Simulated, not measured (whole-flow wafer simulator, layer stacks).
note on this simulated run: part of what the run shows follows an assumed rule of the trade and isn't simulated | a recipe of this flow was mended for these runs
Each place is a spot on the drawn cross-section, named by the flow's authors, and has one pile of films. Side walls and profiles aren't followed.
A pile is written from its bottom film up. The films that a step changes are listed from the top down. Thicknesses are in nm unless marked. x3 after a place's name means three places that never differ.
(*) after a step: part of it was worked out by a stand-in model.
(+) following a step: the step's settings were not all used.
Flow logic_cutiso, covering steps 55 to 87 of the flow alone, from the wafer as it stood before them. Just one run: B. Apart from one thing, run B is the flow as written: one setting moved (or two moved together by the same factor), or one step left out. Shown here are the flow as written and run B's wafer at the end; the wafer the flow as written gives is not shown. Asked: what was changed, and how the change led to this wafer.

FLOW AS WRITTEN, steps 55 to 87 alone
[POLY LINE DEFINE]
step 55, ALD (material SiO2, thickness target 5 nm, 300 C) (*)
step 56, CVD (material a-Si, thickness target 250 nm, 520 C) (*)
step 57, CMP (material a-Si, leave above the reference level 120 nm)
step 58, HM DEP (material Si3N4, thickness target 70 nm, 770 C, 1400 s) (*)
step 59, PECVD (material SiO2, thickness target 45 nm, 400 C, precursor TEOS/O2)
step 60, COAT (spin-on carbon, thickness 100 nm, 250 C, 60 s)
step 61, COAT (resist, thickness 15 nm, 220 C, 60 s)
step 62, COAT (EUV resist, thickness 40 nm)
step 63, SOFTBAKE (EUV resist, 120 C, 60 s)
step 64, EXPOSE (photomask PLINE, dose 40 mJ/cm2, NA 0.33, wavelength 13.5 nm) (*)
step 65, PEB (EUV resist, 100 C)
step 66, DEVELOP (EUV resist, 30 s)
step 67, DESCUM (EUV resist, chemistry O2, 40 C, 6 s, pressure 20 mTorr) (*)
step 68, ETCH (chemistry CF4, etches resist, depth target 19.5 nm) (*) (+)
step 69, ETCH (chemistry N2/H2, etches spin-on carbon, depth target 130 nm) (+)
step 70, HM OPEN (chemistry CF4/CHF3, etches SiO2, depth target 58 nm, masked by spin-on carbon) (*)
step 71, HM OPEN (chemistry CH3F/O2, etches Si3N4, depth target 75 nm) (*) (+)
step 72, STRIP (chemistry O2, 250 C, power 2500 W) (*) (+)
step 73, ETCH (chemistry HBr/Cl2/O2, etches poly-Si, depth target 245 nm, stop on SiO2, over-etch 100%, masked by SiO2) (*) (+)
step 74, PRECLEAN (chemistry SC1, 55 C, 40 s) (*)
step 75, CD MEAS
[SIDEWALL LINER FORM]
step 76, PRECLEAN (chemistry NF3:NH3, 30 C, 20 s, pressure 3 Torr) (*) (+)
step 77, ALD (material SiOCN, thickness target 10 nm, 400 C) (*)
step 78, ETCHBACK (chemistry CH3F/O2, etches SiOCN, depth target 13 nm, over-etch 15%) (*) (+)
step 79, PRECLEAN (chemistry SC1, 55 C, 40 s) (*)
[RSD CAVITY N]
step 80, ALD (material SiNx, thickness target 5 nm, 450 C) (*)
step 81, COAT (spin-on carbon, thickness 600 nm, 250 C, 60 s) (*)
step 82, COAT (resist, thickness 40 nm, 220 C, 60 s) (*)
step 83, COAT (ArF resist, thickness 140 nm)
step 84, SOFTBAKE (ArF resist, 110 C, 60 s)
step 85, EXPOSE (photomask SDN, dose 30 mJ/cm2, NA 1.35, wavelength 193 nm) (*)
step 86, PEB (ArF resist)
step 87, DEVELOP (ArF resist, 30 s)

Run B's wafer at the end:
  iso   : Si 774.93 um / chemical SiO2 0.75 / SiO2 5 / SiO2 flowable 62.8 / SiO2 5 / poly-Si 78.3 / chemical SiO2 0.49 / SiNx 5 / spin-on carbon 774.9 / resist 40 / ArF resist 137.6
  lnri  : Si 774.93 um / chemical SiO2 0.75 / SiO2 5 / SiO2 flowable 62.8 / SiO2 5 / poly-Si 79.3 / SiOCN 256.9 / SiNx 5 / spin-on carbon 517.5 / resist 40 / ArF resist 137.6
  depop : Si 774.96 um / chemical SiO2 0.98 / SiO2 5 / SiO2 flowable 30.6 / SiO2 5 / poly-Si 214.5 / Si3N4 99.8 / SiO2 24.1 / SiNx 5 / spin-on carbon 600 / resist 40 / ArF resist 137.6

The reason: step 58, HM DEP: thickness target 99.8 nm was run, while the flow as written has thickness target 70 nm; step 58, HM DEP: 1995 s was run, where the flow has 1400 s.
One can read it off the wafer: depop has Si3N4 99.8, and step 58 as written asks for 70 nm.

Step by step, how the change led to this:
  step 58, HM DEP (material Si3N4, thickness target 70 nm, 770 C, 1400 s) (*)
      gl, glp, gxn and 11 more: Si3N4 gains 99.8 (new film), poly-Si gains 120 (new film), a-Si loses 120 (all of it) (in the flow as written it would be: Si3N4 gains 70 (new film), poly-Si gains 120 (new film), a-Si loses 120 (all of it))
      depop, dpovl x3, gfld, gxf, iso, lnri: Si3N4 gains 99.8 (new film), poly-Si gains 214.5 (new film), a-Si loses 214.5 (all of it) (in the flow as written it would be: Si3N4 gains 70 (new film), poly-Si gains 214.5 (new film), a-Si loses 214.5 (all of it))
  step 71, HM OPEN (chemistry CH3F/O2, etches Si3N4, depth target 75 nm) (*) (+)
      iso, lnr, lnri and 6 more: Si3N4 loses 75 (in the flow as written it would be: Si3N4 loses 55.2 (all of it), poly-Si loses 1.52)
  step 72, STRIP (chemistry O2, 250 C, power 2500 W) (*) (+)
      iso, lnr, lnri and 6 more: nothing (in the flow as written it would be: chemical SiO2 gains 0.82 (new film), poly-Si loses 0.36)
  step 73, ETCH (chemistry HBr/Cl2/O2, etches poly-Si, depth target 245 nm, stop on SiO2, over-etch 100%, masked by SiO2) (*) (+)
      lnr, lnrp, lnrt, rsdn, rsdp, rsdw, rsdx: Si3N4 loses 10 (all of it), poly-Si loses 120 (all of it), SiO2 loses 0.75 (in the flow as written it would be: chemical SiO2 loses 0.82 (all of it), poly-Si loses 118.1 (all of it), SiO2 loses 1.86)
      iso, lnri: Si3N4 loses 10 (all of it), poly-Si loses 134.9 (in the flow as written it would be: chemical SiO2 loses 0.82 (all of it), poly-Si loses 212.6 (all of it), SiO2 loses 1.39)
      (also at 13 further places)
  step 76, PRECLEAN (chemistry NF3:NH3, 30 C, 20 s, pressure 3 Torr) (*) (+)
      iso, lnri: chemical SiO2 loses 0.49 (all of it) (in the flow as written it would be: SiO2 loses 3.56 (all of it), SiO2 flowable loses 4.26)
      lnr, lnrp, lnrt, rsdn, rsdp, rsdw, rsdx: SiO2 loses 4.2 (all of it), chemical SiO2 loses 0.49 (all of it) (in the flow as written it would be: SiO2 loses 3.09 (all of it), chemical SiO2 loses 0.49 (all of it))
  step 78, ETCHBACK (chemistry CH3F/O2, etches SiOCN, depth target 13 nm, over-etch 15%) (*) (+)
      iso: SiOCN loses 10 (all of it), poly-Si loses 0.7 (in the flow as written it would be: SiOCN loses 10 (all of it), SiO2 flowable loses 0.75)
  step 81, COAT (spin-on carbon, thickness 600 nm, 250 C, 60 s) (*)
      rsdn, rsdp, rsdw, rsdx: spin-on carbon gains 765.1 (new film) (in the flow as written it would be: spin-on carbon gains 740.8 (new film))
      iso: spin-on carbon gains 774.9 (new film) (in the flow as written it would be: spin-on carbon gains 839.3 (new film))
